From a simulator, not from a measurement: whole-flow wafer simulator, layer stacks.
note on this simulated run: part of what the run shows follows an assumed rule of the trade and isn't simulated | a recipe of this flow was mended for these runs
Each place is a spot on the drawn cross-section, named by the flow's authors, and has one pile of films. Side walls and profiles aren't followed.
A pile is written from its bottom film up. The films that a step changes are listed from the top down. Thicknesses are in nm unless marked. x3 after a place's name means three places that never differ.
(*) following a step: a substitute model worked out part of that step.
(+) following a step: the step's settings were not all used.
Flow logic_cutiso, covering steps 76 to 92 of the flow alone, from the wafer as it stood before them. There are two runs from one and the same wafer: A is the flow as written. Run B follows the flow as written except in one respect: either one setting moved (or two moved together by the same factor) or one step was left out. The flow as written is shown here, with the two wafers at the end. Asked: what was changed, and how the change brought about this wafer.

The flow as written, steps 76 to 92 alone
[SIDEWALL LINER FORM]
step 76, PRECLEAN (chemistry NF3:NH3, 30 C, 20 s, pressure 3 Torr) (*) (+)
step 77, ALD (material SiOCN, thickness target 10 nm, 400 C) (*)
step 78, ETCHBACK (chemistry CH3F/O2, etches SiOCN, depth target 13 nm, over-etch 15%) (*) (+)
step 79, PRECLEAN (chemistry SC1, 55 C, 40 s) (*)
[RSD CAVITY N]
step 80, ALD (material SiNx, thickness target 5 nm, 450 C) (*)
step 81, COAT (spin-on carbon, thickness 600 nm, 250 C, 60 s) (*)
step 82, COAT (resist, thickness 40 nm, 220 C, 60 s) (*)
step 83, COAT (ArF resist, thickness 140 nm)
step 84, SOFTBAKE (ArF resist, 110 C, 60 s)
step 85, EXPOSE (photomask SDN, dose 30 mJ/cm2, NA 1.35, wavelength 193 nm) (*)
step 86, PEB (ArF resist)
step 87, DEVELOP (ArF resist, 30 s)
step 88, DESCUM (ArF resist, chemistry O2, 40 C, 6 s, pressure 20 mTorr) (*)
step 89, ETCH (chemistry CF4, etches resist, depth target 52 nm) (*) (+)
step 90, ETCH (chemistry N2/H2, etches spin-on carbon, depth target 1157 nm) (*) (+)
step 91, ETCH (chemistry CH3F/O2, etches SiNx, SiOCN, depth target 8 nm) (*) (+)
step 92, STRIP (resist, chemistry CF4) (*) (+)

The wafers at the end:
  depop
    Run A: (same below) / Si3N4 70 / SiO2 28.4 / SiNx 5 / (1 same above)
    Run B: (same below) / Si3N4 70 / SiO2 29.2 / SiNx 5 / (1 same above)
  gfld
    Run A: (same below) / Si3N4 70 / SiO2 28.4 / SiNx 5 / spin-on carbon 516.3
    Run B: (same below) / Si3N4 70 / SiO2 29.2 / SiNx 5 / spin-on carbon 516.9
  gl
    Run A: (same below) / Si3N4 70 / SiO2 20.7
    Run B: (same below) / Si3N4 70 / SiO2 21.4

Cause: step 78, ETCHBACK: depth target 10.1 nm was run, whereas the flow has depth target 13 nm.

The path from the change to this, step by step:
  step 78, ETCHBACK (chemistry CH3F/O2, etches SiOCN, depth target 13 nm, over-etch 15%) (*) (+)
      depop, dpovl x3, gfld and 8 more: A -10 SiOCN (all of it), -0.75 SiO2 | B -10 SiOCN (all of it)
      rsdn, rsdp, rsdw, rsdx: A -10 SiOCN (all of it), -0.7 Si | B -10 SiOCN (all of it), -0.02 Si
      (as well as at 1 more place)
